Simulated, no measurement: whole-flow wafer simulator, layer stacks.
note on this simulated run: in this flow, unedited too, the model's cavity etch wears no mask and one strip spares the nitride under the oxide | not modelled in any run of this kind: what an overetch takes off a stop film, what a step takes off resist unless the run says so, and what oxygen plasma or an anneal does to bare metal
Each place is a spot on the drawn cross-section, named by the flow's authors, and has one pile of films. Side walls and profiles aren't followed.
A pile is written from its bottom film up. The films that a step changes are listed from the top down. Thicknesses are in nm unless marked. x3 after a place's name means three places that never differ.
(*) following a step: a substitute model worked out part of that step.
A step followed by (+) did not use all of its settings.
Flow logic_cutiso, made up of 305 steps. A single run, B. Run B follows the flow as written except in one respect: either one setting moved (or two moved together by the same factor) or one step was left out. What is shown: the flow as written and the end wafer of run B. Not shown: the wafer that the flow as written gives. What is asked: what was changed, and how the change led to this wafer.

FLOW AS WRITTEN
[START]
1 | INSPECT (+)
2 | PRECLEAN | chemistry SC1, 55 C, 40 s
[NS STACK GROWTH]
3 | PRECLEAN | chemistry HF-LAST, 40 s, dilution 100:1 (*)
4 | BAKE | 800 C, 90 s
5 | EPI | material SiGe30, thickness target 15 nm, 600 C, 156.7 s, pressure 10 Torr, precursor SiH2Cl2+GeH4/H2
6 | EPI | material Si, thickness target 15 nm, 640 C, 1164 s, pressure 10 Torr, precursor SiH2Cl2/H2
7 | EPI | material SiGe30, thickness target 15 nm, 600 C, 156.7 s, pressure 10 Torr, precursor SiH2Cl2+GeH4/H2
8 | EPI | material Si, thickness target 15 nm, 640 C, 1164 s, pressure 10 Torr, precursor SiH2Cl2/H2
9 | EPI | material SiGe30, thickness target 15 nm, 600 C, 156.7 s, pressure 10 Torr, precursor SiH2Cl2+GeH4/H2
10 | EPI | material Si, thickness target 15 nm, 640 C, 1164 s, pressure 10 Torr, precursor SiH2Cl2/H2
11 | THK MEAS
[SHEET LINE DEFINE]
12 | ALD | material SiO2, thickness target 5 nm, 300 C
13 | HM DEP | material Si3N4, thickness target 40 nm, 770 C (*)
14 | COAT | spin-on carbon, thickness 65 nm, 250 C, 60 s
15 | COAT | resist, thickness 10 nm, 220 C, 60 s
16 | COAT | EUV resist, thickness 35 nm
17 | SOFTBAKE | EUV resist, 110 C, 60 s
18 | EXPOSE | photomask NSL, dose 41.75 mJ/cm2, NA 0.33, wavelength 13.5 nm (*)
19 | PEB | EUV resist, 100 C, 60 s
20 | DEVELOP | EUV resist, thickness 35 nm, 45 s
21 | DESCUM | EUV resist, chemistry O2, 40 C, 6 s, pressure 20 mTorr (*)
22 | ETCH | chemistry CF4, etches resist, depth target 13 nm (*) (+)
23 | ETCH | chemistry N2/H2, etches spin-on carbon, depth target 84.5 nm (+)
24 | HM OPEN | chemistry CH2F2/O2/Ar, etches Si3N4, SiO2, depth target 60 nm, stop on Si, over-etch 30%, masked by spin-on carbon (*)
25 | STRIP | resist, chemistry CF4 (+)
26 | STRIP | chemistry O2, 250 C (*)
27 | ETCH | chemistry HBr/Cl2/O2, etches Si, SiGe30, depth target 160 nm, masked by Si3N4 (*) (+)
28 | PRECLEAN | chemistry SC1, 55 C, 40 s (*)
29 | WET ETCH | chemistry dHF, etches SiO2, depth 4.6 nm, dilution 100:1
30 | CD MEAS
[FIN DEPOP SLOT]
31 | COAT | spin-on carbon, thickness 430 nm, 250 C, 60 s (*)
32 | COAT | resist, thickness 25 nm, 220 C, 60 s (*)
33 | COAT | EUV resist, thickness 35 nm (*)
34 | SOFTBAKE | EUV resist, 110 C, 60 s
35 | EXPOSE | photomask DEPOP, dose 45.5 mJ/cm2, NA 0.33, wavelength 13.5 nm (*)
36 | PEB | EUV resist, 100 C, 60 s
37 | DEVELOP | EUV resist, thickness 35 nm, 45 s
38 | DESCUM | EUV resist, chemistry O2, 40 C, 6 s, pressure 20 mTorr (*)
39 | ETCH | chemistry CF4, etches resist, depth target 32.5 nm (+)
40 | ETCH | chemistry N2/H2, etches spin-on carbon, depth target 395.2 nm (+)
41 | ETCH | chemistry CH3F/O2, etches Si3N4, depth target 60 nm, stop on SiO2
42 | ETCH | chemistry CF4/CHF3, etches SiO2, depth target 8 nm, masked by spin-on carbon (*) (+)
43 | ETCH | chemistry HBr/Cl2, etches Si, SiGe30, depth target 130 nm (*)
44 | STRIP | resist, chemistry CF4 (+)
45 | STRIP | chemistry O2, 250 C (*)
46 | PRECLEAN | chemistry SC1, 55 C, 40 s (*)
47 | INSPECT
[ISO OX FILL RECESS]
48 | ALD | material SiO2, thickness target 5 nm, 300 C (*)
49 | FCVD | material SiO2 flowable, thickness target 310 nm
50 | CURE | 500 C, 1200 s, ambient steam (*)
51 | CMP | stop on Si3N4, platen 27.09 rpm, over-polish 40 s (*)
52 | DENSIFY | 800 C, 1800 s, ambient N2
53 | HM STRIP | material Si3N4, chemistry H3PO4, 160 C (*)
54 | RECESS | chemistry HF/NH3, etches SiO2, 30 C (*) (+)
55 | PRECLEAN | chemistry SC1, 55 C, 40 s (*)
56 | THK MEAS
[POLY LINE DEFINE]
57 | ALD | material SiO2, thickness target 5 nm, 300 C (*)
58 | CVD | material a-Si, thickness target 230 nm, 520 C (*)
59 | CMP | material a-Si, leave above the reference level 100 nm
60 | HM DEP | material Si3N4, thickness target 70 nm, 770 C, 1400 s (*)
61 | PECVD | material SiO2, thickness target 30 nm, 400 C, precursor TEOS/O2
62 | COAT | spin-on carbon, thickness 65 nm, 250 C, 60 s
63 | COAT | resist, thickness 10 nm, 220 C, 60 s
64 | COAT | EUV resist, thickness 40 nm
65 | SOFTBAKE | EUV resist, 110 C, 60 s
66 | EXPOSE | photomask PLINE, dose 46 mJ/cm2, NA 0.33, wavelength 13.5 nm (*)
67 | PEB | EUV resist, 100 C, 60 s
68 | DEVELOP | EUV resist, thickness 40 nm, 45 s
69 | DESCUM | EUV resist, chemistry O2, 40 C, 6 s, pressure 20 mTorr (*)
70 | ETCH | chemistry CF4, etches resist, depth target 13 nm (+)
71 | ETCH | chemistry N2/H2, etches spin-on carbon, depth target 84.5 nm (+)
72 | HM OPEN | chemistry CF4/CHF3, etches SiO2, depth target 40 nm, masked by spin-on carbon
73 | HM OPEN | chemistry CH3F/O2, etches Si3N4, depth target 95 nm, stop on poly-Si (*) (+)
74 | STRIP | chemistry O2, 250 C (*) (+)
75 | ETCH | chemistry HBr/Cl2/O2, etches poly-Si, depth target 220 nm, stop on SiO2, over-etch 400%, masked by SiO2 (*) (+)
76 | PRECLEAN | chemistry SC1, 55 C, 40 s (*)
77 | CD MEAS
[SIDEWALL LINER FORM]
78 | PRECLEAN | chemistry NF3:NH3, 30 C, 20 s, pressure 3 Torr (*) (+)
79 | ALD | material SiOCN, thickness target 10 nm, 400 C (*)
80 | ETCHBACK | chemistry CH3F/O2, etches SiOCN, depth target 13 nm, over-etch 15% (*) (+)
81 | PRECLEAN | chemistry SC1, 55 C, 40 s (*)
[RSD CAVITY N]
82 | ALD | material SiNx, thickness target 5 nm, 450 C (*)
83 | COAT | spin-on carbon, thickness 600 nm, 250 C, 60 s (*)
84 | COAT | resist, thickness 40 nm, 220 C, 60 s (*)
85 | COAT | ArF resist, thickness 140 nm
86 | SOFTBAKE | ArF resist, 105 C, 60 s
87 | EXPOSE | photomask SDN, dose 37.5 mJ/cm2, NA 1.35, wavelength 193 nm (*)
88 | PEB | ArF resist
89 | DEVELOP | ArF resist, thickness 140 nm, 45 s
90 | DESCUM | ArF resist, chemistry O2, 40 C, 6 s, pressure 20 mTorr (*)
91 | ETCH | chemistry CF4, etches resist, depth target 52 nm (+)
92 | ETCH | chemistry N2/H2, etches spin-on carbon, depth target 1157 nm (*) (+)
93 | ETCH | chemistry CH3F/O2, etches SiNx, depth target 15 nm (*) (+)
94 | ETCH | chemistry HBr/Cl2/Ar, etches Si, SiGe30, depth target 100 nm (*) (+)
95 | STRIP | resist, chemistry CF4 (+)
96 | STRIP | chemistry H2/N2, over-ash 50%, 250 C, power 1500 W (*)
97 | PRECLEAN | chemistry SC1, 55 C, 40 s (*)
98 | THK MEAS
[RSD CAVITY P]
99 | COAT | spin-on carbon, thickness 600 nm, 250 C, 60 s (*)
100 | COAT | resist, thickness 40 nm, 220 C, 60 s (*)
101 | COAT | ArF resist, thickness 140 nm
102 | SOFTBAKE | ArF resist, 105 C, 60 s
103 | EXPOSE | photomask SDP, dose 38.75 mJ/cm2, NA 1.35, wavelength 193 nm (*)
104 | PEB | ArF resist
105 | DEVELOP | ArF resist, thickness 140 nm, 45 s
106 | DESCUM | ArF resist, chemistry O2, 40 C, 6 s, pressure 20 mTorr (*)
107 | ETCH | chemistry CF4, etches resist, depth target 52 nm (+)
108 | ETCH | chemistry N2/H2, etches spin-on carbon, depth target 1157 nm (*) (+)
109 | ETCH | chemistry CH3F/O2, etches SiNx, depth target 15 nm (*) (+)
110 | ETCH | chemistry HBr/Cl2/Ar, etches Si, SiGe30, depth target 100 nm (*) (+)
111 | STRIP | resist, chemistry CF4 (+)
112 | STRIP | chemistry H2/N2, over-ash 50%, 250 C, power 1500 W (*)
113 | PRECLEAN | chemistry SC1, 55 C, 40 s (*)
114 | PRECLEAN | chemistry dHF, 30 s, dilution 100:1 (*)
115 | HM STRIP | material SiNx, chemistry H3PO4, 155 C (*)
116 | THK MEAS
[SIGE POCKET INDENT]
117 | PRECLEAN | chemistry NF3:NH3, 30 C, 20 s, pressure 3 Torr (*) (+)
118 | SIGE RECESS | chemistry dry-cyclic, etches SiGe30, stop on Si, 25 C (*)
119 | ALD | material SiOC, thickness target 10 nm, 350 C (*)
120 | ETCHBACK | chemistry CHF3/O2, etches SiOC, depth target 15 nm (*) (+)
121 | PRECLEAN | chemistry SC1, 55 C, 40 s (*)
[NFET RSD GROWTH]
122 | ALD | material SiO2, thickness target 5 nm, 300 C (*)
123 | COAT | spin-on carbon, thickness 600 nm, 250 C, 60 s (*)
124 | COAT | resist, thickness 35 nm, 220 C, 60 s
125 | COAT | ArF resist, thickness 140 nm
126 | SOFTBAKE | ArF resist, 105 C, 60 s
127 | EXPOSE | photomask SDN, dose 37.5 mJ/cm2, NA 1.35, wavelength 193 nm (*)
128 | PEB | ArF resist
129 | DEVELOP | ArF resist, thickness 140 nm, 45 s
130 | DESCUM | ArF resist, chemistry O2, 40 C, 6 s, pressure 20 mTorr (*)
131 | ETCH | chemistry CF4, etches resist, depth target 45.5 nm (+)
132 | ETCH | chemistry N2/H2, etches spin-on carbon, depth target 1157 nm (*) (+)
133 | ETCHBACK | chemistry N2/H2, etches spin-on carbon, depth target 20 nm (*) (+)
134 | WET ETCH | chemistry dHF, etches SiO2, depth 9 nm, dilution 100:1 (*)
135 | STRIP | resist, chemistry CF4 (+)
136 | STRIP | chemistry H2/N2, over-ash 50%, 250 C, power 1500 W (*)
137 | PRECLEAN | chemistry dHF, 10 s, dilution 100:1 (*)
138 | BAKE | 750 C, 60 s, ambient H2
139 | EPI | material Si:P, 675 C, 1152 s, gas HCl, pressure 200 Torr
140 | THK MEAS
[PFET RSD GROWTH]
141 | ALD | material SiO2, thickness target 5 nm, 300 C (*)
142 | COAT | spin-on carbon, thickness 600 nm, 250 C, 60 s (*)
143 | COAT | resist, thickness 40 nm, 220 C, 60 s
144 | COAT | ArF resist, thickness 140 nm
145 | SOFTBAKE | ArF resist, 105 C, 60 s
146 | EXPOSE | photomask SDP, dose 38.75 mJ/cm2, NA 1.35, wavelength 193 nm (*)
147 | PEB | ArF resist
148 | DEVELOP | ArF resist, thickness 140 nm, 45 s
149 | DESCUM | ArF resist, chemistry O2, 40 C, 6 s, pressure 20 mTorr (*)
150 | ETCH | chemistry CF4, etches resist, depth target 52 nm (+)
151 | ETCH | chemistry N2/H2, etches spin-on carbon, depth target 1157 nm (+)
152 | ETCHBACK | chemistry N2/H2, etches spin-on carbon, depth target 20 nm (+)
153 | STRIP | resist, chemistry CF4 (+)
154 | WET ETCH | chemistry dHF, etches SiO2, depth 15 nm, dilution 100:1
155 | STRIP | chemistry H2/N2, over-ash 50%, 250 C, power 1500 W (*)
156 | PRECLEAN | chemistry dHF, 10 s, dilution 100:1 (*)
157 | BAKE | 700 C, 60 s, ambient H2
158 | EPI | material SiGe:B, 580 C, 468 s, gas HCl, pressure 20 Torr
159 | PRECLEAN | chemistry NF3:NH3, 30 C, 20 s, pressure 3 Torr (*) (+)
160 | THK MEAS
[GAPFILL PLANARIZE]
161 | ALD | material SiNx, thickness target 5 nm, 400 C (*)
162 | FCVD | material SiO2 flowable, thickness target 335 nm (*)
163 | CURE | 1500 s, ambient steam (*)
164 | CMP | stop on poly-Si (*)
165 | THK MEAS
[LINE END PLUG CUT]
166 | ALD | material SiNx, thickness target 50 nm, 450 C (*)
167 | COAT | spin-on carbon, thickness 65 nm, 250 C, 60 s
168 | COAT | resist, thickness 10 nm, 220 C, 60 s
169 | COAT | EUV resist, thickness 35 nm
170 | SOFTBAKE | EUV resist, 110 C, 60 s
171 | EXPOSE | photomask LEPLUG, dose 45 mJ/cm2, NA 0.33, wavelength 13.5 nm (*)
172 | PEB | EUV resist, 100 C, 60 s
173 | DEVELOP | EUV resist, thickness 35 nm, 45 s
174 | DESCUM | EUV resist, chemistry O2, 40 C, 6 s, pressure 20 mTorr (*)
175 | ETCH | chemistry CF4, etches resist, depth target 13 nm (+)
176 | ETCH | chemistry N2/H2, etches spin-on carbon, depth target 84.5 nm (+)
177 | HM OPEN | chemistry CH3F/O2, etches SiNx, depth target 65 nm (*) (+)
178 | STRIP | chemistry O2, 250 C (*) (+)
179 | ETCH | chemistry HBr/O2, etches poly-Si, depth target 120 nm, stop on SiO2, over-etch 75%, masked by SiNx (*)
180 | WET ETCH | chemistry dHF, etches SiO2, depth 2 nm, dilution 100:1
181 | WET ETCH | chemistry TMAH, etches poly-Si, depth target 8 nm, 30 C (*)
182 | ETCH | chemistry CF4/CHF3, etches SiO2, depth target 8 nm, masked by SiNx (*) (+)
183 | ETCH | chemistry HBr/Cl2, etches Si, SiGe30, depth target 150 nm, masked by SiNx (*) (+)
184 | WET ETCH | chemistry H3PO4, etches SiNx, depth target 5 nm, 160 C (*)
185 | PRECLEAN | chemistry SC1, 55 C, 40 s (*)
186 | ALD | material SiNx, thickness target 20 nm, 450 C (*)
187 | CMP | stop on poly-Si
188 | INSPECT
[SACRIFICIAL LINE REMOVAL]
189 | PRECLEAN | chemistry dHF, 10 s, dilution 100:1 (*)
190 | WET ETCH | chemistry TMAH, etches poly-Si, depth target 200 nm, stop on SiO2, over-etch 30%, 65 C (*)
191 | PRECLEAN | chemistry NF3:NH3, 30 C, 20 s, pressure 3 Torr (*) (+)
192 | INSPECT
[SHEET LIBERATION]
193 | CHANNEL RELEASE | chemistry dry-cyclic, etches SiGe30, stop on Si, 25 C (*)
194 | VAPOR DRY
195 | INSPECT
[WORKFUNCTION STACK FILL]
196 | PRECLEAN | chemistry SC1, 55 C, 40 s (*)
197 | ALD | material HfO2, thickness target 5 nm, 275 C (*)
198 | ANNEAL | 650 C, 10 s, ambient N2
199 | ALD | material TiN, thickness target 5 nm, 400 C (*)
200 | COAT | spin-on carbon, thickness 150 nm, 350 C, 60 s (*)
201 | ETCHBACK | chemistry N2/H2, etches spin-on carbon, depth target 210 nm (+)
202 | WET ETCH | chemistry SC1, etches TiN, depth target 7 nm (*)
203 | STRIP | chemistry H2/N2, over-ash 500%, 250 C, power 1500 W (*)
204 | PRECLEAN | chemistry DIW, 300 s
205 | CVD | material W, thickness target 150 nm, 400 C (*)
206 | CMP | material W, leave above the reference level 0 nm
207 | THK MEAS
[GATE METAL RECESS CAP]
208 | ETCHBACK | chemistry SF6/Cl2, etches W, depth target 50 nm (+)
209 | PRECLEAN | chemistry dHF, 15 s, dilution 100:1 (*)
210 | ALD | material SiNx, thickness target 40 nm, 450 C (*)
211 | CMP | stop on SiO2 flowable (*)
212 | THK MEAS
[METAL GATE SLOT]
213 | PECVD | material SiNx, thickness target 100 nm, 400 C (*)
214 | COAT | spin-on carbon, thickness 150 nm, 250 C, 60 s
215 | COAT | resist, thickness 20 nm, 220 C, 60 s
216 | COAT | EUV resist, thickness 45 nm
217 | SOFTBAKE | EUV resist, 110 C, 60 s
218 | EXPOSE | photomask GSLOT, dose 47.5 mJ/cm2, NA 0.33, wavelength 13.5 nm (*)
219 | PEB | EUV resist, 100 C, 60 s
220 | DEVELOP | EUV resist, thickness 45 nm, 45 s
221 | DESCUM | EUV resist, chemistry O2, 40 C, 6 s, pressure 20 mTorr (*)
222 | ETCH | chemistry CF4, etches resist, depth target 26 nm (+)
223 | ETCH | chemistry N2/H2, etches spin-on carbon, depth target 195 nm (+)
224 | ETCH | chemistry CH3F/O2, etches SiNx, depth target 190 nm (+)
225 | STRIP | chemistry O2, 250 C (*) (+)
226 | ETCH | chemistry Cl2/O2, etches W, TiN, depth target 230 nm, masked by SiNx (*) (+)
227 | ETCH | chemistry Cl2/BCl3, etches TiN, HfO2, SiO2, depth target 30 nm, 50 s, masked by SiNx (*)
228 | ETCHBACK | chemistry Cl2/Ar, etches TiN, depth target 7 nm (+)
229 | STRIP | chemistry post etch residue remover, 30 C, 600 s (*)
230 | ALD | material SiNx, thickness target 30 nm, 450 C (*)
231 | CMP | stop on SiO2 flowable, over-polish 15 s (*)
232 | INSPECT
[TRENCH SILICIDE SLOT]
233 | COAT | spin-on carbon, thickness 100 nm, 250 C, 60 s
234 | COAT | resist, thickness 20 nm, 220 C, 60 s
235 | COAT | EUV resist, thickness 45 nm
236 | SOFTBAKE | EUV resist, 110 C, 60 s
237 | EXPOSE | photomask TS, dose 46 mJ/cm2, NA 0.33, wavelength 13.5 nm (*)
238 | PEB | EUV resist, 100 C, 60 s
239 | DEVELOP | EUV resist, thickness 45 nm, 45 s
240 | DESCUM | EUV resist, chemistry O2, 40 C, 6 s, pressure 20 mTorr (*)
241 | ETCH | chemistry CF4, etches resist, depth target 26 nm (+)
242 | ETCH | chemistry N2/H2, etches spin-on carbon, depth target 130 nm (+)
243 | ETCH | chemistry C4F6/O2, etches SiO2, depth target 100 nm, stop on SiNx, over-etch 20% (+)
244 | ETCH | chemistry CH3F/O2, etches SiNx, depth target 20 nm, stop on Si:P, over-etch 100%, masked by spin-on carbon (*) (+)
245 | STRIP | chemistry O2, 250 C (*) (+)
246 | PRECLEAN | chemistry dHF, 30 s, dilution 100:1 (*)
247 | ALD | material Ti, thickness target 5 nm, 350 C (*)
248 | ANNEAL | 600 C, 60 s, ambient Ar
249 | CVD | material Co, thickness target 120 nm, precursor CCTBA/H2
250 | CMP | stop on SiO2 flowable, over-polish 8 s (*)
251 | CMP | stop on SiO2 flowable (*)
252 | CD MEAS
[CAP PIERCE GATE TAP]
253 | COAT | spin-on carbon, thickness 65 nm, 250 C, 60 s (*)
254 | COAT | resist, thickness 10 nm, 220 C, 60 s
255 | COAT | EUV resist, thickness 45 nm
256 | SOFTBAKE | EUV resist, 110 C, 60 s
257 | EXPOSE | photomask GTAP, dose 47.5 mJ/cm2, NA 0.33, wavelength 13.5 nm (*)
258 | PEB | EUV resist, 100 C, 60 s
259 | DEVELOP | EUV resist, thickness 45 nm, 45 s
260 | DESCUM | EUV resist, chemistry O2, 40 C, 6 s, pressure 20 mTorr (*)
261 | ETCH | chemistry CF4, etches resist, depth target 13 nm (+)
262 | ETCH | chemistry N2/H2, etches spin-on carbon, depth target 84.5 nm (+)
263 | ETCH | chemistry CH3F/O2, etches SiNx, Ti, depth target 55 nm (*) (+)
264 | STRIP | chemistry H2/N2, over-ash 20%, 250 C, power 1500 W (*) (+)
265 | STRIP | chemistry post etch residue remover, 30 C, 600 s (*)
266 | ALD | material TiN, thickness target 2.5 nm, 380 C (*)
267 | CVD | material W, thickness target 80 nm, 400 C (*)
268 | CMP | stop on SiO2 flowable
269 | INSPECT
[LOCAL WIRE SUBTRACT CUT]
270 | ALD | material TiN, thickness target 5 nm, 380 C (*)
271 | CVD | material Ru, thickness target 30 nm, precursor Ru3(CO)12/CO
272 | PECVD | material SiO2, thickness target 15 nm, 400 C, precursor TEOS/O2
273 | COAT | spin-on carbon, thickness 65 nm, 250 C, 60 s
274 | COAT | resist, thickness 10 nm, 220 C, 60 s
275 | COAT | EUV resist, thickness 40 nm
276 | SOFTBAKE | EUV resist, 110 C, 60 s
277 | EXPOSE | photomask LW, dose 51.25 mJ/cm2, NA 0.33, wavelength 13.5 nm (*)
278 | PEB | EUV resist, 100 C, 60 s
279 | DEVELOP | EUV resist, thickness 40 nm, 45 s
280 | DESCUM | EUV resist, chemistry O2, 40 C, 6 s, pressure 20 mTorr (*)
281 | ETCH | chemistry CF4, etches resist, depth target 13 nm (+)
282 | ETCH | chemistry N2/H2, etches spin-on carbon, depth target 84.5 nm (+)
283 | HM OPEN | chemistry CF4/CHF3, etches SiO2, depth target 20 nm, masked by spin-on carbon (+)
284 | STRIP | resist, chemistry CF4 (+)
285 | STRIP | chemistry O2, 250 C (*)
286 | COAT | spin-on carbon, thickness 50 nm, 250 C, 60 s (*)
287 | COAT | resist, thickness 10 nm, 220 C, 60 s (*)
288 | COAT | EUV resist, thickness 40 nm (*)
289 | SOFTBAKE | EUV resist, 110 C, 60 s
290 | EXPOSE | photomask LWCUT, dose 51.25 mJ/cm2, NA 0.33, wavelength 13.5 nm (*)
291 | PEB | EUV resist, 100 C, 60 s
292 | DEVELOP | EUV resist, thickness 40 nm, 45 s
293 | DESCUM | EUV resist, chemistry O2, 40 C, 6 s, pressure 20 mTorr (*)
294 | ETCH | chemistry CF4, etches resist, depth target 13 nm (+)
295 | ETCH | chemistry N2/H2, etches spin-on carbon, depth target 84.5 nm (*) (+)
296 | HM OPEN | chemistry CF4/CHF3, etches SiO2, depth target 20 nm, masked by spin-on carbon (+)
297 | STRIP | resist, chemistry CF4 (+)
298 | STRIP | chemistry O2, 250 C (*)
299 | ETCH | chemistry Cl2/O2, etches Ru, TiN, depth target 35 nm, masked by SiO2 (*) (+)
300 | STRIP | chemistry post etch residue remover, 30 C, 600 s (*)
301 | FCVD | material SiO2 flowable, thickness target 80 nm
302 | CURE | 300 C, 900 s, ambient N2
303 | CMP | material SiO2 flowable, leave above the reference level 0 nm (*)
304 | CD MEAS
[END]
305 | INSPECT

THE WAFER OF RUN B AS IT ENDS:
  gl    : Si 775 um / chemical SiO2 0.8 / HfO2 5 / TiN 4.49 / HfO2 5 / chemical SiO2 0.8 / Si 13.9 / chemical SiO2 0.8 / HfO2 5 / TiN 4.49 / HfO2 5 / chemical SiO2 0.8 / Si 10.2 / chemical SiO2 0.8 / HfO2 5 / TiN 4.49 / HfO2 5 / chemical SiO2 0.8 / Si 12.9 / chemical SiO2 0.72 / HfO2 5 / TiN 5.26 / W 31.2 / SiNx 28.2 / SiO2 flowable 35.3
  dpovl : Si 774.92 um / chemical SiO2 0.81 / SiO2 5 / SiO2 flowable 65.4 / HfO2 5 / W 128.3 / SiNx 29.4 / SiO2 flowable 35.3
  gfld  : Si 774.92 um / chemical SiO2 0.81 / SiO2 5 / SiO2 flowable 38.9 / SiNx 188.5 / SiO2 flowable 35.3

The reason: step 8, EPI: thickness target 11.2 nm was run, while the flow as written has thickness target 15 nm; step 8, EPI: 873.3 s was run, where the flow has 1164 s.

How this came from the change, step by step:
  8 | EPI | material Si, thickness target 15 nm, 640 C, 1164 s, pressure 10 Torr, precursor SiH2Cl2/H2
      depop, dpovl, gfld and 19 more: Si gains 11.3 (new film) (as written it would have been: Si gains 15 (new film))
  27 | ETCH | chemistry HBr/Cl2/O2, etches Si, SiGe30, depth target 160 nm, masked by Si3N4 (*) (+)
      gfld, gxf, iso, lnri: chemical SiO2 loses 0.79 (all of it), Si loses 11.4 (all of it), SiGe30 loses 15 (all of it), Si loses 11.3 (all of it), SiGe30 loses 15 (all of it), Si loses 15 (all of it), SiGe30 loses 15 (all of it), Si loses 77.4 (as written it would have been: chemical SiO2 loses 0.79 (all of it), Si loses 11.4 (all of it), SiGe30 loses 15 (all of it), Si loses 15 (all of it), SiGe30 loses 15 (all of it), Si loses 15 (all of it), SiGe30 loses 15 (all of it), Si loses 73.6)
      dpovl, nsgap: chemical SiO2 loses 0.79 (all of it), Si loses 11.8 (all of it), SiGe30 loses 15 (all of it), Si loses 11.3 (all of it), SiGe30 loses 15 (all of it), Si loses 15 (all of it), SiGe30 loses 15 (all of it), Si loses 77 (as written it would have been: chemical SiO2 loses 0.79 (all of it), Si loses 11.8 (all of it), SiGe30 loses 15 (all of it), Si loses 15 (all of it), SiGe30 loses 15 (all of it), Si loses 15 (all of it), SiGe30 loses 15 (all of it), Si loses 73.2)
      (and at 1 other place as well)
  43 | ETCH | chemistry HBr/Cl2, etches Si, SiGe30, depth target 130 nm (*)
      depop: Si loses 14 (all of it), SiGe30 loses 15 (all of it), Si loses 11.3 (all of it), SiGe30 loses 15 (all of it), Si loses 15 (all of it), SiGe30 loses 15 (all of it), Si loses 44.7 (as written it would have been: Si loses 14 (all of it), SiGe30 loses 15 (all of it), Si loses 15 (all of it), SiGe30 loses 15 (all of it), Si loses 15 (all of it), SiGe30 loses 15 (all of it), Si loses 41)
  94 | ETCH | chemistry HBr/Cl2/Ar, etches Si, SiGe30, depth target 100 nm (*) (+)
      rsdn, rsdx: chemical SiO2 loses 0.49 (all of it), Si loses 12.8 (all of it), SiGe30 loses 15 (all of it), Si loses 11.3 (all of it), SiGe30 loses 15 (all of it), Si loses 15 (all of it), SiGe30 loses 15 (all of it), Si loses 15.9 (as written it would have been: chemical SiO2 loses 0.49 (all of it), Si loses 12.8 (all of it), SiGe30 loses 15 (all of it), Si loses 15 (all of it), SiGe30 loses 15 (all of it), Si loses 15 (all of it), SiGe30 loses 15 (all of it), Si loses 12.2)
  110 | ETCH | chemistry HBr/Cl2/Ar, etches Si, SiGe30, depth target 100 nm (*) (+)
      rsdp, rsdw: chemical SiO2 loses 0.49 (all of it), Si loses 12.8 (all of it), SiGe30 loses 15 (all of it), Si loses 11.3 (all of it), SiGe30 loses 15 (all of it), Si loses 15 (all of it), SiGe30 loses 15 (all of it), Si loses 15.9 (as written it would have been: chemical SiO2 loses 0.49 (all of it), Si loses 12.8 (all of it), SiGe30 loses 15 (all of it), Si loses 15 (all of it), SiGe30 loses 15 (all of it), Si loses 15 (all of it), SiGe30 loses 15 (all of it), Si loses 12.2)
  183 | ETCH | chemistry HBr/Cl2, etches Si, SiGe30, depth target 150 nm, masked by SiNx (*) (+)
      plug: Si loses 13.6 (all of it), SiGe30 loses 15 (all of it), Si loses 11.3 (all of it), SiGe30 loses 15 (all of it), Si loses 15 (all of it), SiGe30 loses 15 (all of it), Si loses 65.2 (as written it would have been: Si loses 13.6 (all of it), SiGe30 loses 15 (all of it), Si loses 15 (all of it), SiGe30 loses 15 (all of it), Si loses 15 (all of it), SiGe30 loses 15 (all of it), Si loses 61.4)
